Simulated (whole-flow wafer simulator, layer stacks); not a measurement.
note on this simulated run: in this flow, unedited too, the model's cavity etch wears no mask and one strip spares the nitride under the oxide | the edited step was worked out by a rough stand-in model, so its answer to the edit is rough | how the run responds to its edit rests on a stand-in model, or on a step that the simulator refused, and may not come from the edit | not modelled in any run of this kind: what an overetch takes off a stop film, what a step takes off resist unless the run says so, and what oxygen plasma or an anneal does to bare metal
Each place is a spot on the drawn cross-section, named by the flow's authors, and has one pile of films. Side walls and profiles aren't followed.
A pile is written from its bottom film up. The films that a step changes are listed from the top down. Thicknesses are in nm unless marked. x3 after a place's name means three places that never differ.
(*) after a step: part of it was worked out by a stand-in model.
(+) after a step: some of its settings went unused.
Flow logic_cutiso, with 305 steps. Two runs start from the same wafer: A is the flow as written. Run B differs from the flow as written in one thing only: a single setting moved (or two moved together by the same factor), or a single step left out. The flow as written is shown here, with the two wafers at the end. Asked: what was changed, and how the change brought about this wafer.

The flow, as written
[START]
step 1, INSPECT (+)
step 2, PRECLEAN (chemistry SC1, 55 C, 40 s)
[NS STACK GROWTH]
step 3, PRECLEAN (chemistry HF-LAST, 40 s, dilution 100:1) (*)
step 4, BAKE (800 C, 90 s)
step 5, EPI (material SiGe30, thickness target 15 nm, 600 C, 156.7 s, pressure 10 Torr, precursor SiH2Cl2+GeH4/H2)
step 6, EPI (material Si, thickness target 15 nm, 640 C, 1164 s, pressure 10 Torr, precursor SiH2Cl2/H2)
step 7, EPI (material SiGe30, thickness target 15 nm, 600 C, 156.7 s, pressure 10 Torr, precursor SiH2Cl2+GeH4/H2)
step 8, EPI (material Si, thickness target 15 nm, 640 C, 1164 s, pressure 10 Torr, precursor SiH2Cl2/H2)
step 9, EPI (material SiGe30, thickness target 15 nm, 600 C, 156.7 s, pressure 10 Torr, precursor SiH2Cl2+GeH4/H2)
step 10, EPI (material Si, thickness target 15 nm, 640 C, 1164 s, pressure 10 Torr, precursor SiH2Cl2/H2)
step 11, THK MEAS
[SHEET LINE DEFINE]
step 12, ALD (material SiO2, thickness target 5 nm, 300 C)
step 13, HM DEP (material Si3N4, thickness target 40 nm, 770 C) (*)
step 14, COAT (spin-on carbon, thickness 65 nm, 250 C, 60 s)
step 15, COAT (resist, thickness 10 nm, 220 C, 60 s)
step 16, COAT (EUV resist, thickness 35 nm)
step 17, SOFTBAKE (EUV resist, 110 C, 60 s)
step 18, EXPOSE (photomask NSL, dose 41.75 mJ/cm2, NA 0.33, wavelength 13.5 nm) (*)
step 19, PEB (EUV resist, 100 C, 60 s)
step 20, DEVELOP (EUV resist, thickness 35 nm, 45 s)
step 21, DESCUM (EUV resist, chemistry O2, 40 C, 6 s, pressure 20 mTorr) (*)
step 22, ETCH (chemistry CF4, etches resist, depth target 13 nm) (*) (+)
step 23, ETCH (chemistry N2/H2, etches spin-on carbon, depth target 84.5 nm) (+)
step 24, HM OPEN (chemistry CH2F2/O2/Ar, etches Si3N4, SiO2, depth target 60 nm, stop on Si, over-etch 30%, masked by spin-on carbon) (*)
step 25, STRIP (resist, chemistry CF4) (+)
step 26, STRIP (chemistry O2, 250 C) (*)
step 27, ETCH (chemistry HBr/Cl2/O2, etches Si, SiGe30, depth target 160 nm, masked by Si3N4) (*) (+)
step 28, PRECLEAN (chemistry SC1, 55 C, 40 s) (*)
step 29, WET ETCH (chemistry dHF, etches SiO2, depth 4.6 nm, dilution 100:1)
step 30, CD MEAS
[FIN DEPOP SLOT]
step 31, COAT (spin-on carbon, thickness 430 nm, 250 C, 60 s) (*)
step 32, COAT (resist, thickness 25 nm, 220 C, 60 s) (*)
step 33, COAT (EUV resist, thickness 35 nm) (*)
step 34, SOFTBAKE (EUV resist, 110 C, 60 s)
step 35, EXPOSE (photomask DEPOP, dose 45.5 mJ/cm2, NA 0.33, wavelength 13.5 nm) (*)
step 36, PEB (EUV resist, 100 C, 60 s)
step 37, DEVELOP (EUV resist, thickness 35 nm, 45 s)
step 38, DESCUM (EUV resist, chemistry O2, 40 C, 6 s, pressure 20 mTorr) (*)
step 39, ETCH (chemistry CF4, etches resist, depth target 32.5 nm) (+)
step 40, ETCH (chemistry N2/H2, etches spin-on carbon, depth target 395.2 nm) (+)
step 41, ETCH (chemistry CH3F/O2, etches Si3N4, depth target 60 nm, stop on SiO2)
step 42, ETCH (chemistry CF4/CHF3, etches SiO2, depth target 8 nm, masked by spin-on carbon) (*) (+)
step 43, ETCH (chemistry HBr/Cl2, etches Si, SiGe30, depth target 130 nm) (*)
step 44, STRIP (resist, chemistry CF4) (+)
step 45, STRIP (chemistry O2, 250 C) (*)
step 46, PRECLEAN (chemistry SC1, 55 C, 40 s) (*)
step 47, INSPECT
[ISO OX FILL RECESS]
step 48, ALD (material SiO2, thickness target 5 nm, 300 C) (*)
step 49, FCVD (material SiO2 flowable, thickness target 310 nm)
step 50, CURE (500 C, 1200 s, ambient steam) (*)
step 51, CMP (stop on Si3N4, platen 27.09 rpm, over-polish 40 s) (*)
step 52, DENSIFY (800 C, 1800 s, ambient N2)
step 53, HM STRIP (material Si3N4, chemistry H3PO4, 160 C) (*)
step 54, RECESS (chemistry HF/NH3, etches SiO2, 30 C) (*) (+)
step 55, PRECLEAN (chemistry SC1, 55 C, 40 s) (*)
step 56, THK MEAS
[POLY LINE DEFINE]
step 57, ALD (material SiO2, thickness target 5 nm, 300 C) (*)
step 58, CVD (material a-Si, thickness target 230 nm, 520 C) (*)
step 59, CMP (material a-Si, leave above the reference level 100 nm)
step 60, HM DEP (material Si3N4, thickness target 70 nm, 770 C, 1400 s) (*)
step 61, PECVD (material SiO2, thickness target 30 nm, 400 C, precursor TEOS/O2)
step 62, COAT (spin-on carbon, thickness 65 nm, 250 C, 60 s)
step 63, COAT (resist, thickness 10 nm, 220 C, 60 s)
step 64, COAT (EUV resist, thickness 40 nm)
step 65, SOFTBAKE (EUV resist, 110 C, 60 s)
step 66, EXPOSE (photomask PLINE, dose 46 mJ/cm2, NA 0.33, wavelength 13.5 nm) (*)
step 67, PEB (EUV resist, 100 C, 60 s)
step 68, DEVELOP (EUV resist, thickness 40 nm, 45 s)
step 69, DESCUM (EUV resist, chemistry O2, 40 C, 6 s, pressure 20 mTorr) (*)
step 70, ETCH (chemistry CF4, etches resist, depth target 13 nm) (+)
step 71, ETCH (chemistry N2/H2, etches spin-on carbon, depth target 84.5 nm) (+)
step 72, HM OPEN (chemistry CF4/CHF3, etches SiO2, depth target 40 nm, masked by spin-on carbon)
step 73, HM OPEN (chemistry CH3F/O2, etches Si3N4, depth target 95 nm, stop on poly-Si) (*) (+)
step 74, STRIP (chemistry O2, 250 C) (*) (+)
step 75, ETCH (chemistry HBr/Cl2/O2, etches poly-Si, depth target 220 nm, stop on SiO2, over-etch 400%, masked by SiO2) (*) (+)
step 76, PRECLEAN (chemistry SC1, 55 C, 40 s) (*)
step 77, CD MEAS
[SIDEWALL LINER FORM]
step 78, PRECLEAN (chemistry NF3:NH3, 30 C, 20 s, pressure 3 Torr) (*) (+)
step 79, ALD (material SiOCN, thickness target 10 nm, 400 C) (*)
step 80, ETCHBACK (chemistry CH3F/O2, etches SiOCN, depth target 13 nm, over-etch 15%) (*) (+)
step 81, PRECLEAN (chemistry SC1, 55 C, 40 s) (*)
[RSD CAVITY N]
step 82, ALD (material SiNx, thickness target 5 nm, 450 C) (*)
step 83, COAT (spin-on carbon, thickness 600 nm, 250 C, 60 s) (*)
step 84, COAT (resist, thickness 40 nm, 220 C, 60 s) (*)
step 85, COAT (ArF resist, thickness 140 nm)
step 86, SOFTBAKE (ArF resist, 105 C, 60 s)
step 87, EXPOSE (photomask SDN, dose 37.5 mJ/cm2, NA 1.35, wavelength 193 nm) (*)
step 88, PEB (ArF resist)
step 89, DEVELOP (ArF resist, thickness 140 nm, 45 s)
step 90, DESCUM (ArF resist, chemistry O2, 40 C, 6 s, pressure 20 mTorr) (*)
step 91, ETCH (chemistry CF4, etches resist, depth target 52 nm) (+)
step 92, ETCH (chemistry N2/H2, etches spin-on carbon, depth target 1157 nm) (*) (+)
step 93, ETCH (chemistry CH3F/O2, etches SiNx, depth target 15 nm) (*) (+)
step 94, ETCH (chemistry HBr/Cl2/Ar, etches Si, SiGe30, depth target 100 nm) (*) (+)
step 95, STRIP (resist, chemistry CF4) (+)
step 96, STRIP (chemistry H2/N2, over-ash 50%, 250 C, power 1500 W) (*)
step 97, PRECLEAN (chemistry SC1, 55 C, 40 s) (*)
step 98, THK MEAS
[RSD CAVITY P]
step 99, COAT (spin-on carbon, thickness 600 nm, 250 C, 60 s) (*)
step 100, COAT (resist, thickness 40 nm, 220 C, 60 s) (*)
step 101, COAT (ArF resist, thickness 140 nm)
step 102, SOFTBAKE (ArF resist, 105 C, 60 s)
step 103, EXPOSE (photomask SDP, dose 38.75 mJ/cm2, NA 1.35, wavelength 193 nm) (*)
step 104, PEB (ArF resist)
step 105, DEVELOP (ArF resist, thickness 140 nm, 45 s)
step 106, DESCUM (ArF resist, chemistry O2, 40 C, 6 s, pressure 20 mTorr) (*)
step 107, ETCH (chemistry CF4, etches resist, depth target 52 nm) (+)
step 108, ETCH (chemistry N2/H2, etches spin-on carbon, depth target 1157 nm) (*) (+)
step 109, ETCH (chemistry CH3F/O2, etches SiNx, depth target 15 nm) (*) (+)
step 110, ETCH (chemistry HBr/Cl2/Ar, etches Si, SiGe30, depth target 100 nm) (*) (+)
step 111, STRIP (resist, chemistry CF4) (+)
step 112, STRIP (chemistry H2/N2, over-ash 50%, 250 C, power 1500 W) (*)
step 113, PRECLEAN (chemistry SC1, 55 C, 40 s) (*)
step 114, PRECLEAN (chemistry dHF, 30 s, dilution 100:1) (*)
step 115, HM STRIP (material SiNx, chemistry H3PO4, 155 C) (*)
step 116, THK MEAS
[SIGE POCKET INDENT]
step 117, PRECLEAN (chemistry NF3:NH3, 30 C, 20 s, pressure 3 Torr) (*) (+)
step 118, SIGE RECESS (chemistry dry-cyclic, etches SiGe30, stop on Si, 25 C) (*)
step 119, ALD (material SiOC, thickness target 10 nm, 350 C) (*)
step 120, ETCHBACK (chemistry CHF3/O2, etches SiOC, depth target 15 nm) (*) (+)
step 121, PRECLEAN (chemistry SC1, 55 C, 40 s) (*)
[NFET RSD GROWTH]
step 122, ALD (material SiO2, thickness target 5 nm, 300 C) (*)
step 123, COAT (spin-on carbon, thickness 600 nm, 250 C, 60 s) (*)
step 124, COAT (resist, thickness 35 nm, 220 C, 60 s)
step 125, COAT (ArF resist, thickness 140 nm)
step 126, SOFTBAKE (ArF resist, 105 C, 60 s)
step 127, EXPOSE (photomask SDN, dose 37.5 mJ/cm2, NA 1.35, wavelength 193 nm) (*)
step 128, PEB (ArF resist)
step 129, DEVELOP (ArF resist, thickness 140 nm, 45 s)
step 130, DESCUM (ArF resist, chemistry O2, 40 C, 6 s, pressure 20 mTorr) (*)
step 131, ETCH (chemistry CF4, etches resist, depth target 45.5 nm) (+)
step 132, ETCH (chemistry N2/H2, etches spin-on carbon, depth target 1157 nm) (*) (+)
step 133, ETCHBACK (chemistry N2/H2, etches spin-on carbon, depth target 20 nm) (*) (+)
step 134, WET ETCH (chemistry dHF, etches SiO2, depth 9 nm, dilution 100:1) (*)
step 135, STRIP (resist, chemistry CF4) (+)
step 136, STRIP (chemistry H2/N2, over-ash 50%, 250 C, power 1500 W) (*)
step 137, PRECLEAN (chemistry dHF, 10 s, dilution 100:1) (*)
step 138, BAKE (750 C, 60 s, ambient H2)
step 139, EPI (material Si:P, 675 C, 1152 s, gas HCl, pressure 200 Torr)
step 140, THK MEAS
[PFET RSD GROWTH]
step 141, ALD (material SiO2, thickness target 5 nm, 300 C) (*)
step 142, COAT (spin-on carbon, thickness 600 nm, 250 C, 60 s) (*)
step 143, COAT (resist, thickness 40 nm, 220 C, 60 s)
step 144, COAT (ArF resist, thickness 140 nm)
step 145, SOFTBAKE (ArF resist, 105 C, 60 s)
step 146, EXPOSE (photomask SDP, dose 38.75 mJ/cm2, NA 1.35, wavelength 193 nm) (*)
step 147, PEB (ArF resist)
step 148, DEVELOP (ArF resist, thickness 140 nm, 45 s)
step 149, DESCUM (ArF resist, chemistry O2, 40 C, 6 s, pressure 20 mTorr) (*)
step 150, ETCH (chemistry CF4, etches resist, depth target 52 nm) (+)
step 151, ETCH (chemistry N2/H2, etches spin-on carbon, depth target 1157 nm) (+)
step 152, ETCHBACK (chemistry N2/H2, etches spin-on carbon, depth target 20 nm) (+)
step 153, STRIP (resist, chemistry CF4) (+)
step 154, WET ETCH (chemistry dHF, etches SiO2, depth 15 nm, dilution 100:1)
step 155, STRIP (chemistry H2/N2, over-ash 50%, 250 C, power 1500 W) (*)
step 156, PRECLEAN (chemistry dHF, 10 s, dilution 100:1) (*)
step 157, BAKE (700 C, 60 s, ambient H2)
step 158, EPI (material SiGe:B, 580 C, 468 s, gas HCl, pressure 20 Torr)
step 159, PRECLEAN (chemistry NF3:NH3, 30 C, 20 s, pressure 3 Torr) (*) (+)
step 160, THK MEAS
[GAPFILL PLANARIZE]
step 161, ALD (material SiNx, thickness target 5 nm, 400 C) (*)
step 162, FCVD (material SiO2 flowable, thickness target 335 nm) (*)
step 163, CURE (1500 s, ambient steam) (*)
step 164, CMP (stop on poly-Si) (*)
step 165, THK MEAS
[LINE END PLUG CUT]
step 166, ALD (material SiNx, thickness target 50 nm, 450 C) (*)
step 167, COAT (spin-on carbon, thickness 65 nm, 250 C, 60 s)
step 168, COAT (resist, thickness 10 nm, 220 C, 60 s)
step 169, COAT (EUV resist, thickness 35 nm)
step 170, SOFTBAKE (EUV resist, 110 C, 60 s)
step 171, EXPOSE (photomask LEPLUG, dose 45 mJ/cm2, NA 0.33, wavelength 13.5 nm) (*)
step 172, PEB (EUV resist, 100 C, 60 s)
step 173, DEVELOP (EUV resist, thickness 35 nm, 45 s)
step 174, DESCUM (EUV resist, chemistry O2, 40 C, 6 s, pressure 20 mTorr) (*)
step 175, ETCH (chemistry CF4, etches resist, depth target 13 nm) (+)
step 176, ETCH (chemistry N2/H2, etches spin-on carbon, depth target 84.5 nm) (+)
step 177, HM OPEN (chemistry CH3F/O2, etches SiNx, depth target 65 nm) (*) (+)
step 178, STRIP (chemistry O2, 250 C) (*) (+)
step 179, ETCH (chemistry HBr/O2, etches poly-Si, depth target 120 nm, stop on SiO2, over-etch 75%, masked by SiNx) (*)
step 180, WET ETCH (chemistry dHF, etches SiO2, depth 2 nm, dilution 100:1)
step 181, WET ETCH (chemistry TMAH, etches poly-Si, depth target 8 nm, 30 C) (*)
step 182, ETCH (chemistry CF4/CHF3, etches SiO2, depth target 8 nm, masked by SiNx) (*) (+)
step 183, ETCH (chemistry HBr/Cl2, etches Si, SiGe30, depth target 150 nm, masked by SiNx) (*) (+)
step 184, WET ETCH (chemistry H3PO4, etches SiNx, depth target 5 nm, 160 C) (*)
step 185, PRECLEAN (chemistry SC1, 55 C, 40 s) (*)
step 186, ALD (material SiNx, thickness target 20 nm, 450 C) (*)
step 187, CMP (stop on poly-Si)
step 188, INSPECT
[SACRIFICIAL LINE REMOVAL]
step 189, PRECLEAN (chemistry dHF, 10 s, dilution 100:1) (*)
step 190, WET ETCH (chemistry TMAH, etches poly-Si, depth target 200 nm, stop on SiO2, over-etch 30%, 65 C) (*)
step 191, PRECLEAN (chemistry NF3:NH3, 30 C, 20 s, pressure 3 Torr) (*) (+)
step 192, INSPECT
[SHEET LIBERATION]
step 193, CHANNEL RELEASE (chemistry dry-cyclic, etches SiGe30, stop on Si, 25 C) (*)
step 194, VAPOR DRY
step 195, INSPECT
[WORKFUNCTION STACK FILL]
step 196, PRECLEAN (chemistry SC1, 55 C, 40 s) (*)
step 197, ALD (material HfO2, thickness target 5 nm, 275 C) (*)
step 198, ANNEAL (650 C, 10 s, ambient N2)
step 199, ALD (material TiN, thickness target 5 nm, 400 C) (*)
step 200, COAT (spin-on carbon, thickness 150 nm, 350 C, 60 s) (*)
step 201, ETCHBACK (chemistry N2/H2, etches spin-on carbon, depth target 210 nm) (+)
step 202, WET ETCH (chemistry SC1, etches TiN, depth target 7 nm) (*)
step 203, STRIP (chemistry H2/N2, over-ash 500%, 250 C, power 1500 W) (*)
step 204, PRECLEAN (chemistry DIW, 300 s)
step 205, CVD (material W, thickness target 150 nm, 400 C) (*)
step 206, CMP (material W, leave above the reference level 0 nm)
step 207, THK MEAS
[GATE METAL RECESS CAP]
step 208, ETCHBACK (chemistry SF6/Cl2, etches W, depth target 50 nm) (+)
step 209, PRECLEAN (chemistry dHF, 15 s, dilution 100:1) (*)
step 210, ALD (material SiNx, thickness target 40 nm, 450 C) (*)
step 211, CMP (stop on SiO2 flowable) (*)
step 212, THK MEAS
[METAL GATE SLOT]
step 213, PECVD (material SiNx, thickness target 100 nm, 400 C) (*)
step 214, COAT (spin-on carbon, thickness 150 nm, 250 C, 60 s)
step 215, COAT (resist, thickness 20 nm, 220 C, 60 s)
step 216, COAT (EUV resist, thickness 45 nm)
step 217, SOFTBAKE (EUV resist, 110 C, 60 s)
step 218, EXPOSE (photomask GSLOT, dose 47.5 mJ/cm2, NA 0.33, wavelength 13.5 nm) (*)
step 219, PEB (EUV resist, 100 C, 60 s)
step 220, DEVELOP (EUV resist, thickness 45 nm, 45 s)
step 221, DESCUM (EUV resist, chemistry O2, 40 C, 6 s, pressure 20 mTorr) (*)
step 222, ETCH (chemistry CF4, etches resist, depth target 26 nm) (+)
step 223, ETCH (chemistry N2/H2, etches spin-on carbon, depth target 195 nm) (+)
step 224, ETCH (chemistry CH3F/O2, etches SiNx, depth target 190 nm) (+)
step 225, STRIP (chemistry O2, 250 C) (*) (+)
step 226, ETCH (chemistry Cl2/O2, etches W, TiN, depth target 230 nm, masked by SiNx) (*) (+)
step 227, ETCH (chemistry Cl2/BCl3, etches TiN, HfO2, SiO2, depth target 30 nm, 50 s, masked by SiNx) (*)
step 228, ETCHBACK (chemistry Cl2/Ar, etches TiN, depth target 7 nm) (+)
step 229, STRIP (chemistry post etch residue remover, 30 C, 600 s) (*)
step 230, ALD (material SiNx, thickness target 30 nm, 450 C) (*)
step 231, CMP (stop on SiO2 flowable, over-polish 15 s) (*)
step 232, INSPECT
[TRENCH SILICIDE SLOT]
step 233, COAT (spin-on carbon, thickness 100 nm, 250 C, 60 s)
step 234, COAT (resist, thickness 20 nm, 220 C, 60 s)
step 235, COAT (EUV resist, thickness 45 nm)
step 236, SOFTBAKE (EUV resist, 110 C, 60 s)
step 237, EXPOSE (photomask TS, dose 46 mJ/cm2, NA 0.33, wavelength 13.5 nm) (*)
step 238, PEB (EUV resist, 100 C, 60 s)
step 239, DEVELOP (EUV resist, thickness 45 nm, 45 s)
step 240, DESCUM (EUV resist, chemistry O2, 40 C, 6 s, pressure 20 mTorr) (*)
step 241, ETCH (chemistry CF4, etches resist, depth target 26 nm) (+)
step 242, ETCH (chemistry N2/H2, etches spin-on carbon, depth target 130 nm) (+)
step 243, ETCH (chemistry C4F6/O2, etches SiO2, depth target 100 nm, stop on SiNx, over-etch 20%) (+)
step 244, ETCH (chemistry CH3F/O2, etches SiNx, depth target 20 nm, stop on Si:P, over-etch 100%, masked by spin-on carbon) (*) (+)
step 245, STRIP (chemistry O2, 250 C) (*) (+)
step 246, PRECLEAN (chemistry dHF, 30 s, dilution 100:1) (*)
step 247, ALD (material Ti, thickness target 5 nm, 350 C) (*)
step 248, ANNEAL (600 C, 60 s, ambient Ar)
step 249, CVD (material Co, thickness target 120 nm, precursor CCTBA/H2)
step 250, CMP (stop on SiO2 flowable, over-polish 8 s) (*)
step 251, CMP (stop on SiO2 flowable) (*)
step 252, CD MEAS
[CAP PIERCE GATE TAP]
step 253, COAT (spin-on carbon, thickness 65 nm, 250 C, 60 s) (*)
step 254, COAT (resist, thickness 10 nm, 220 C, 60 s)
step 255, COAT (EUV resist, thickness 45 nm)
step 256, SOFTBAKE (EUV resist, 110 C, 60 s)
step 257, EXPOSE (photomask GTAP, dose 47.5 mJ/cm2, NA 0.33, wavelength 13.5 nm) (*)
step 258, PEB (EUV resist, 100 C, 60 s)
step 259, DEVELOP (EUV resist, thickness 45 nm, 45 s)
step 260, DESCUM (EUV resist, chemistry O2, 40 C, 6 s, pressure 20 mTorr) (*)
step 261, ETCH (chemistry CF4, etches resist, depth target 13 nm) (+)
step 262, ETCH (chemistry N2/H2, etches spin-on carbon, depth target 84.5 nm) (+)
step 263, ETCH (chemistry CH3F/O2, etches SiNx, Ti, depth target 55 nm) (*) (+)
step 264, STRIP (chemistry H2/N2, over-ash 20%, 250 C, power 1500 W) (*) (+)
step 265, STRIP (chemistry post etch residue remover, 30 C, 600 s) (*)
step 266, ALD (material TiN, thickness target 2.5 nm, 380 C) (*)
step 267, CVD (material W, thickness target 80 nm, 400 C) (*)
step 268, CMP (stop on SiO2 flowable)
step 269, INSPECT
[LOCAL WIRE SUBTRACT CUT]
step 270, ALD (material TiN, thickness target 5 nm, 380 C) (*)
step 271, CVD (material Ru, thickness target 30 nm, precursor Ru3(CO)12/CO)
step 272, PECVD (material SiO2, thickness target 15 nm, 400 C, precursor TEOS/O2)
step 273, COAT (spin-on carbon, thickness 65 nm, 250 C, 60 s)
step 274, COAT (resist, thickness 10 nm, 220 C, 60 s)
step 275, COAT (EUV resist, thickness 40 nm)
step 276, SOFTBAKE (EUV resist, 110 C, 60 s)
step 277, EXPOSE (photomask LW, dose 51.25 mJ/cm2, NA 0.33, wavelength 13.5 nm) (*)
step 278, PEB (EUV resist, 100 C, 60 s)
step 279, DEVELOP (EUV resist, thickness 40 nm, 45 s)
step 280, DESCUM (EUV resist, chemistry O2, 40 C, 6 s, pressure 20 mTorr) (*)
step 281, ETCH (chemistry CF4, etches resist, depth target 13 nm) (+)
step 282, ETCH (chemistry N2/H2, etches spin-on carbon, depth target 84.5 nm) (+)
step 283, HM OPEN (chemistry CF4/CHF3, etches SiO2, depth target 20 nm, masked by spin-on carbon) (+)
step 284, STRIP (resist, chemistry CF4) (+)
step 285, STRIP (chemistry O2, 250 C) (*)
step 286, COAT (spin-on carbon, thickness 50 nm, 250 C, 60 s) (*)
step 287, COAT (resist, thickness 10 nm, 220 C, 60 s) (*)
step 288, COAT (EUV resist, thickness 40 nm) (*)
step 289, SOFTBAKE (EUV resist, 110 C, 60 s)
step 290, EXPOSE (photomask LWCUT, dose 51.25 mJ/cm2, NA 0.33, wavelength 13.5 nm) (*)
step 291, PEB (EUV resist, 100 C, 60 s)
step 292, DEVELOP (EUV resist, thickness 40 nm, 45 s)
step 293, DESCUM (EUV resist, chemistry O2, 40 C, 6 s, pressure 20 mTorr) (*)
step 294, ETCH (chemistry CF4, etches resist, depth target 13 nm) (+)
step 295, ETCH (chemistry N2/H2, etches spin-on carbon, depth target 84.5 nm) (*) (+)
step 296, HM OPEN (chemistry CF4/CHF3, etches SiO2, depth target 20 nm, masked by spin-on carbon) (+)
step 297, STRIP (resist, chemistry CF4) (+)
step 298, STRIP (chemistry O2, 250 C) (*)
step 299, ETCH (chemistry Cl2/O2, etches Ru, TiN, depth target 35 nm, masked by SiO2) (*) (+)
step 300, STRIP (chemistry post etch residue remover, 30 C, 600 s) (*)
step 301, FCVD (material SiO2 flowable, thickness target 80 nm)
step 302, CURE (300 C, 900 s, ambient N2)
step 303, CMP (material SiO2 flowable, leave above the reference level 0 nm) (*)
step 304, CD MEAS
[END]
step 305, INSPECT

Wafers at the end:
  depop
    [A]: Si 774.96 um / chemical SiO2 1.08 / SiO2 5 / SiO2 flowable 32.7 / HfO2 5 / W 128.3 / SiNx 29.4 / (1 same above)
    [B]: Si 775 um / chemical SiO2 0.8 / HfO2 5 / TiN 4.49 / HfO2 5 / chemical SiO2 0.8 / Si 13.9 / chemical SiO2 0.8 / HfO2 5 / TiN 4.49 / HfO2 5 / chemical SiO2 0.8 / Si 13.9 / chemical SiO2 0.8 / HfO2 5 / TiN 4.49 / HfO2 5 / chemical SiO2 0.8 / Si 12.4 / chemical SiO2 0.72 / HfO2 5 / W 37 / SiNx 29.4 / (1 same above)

What caused this: step 42, ETCH: depth target 4 nm was run, whereas the flow has depth target 8 nm.

Step by step, how the change led to this:
  step 42, ETCH (chemistry CF4/CHF3, etches SiO2, depth target 8 nm, masked by spin-on carbon) (*) (+)
      depop: A SiO2 loses 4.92 (all of it), Si loses 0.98 | B SiO2 loses 4
      gl: A resist loses 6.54 (all of it), spin-on carbon loses 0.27 | B resist loses 4
      (also at 20 further places)
  step 43, ETCH (chemistry HBr/Cl2, etches Si, SiGe30, depth target 130 nm) (*)
      depop: A Si loses 14 (all of it), SiGe30 loses 15 (all of it), Si loses 15 (all of it), SiGe30 loses 15 (all of it), Si loses 15 (all of it), SiGe30 loses 15 (all of it), Si loses 41 | B nothing
      gl: A spin-on carbon loses 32 | B resist loses 2.54 (all of it), spin-on carbon loses 28.5
      (also at 19 further places)
  step 44, STRIP (resist, chemistry CF4) (+)
      depop: A nothing | B SiO2 loses 0.92 (all of it)
  step 49, FCVD (material SiO2 flowable, thickness target 310 nm)
      dpovl, nsgap: A SiO2 flowable gains 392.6 (new film) | B SiO2 flowable gains 406.3 (new film)
      depop: A SiO2 flowable gains 359.9 (new film) | B SiO2 flowable gains 242.6 (new film)
      (also at 2 further places)
  step 51, CMP (stop on Si3N4, platen 27.09 rpm, over-polish 40 s) (*)
      depop: A SiO2 flowable loses 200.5 | B SiO2 flowable loses 214.1
      dpovl: A SiO2 flowable loses 200.4 | B SiO2 flowable loses 214
      (also at 3 further places)
  step 52, DENSIFY (800 C, 1800 s, ambient N2)
      depop: A SiO2 flowable loses 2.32 | B SiO2 flowable loses 0.24
      dpovl: A SiO2 flowable loses 2.82 | B SiO2 flowable loses 2.27
  step 54, RECESS (chemistry HF/NH3, etches SiO2, 30 C) (*) (+)
      depop: A SiO2 flowable loses 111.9 | B SiO2 flowable loses 18.4 (all of it), SiO2 loses 5 (all of it), chemical SiO2 loses 1.08 (all of it)
  step 55, PRECLEAN (chemistry SC1, 55 C, 40 s) (*)
      depop: A SiO2 flowable loses 0.06 | B chemical SiO2 gains 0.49 (new film), Si loses 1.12
  step 58, CVD (material a-Si, thickness target 230 nm, 520 C) (*)
      depop: A a-Si gains 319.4 (new film) | B a-Si gains 230 (new film)
  step 60, HM DEP (material Si3N4, thickness target 70 nm, 770 C, 1400 s) (*)
      depop: A Si3N4 gains 70 (new film), poly-Si gains 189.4 (new film), a-Si loses 189.4 (all of it) | B Si3N4 gains 70 (new film), poly-Si gains 100.5 (new film), a-Si loses 100.5 (all of it)
  step 190, WET ETCH (chemistry TMAH, etches poly-Si, depth target 200 nm, stop on SiO2, over-etch 30%, 65 C) (*)
      depop: A poly-Si loses 189.4 (all of it) | B poly-Si loses 100.5 (all of it)
  step 191, PRECLEAN (chemistry NF3:NH3, 30 C, 20 s, pressure 3 Torr) (*) (+)
      depop: A SiO2 loses 5 (all of it), SiO2 flowable loses 2.58 | B SiO2 loses 5 (all of it), chemical SiO2 loses 0.49 (all of it)
  step 193, CHANNEL RELEASE (chemistry dry-cyclic, etches SiGe30, stop on Si, 25 C) (*)
      depop: A nothing | B chemical SiO2 gains 0.8 (new film), Si loses 0.99, chemical SiO2 gains 0.8 (new film), cavity gains 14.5 (new film), chemical SiO2 gains 0.8 (new film), SiGe30 loses 15 (all of it), Si loses 1.08, chemical SiO2 gains 0.8 (new film), cavity gains 14.5 (new film), chemical SiO2 gains 0.8 (new film), SiGe30 loses 15 (all of it), Si loses 1.08, chemical SiO2 gains 0.8 (new film), cavity gains 14.5 (new film), chemical SiO2 gains 0.8 (new film), SiGe30 loses 15 (all of it), Si loses 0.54
  step 197, ALD (material HfO2, thickness target 5 nm, 275 C) (*)
      depop: A HfO2 gains 5 (new film) | B HfO2 gains 5 (new film), HfO2 gains 5 (new film), cavity loses 10, HfO2 gains 5 (new film), HfO2 gains 5 (new film), cavity loses 10, HfO2 gains 5 (new film), HfO2 gains 5 (new film), cavity loses 10, HfO2 gains 5 (new film)
  step 199, ALD (material TiN, thickness target 5 nm, 400 C) (*)
      depop: A TiN gains 5 (new film) | B TiN gains 5 (new film), TiN gains 4.49 (new film), cavity loses 4.49 (all of it), TiN gains 4.49 (new film), cavity loses 4.49 (all of it), TiN gains 4.49 (new film), cavity loses 4.49 (all of it)
  step 200, COAT (spin-on carbon, thickness 150 nm, 350 C, 60 s) (*)
      depop: A spin-on carbon gains 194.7 (new film) | B spin-on carbon gains 115.5 (new film)
      dpovl: A spin-on carbon gains 194.8 (new film) | B spin-on carbon gains 206.8 (new film)
      (also at 3 further places)
  ... 1 other step ...
  step 205, CVD (material W, thickness target 150 nm, 400 C) (*)
      depop: A W gains 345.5 (new film) | B W gains 254.2 (new film)
With metal films that touch counted as one body, depop has 4 bodies (between them, from the top down: HfO2 5 / chemical SiO2 0.72 / Si 12.4 / chemical SiO2 0.8 / HfO2 5; HfO2 5 / chemical SiO2 0.8 / Si 13.9 / chemical SiO2 0.8 / HfO2 5; HfO2 5 / chemical SiO2 0.8 / Si 13.9 / chemical SiO2 0.8 / HfO2 5); the flow as written gives 1 body.
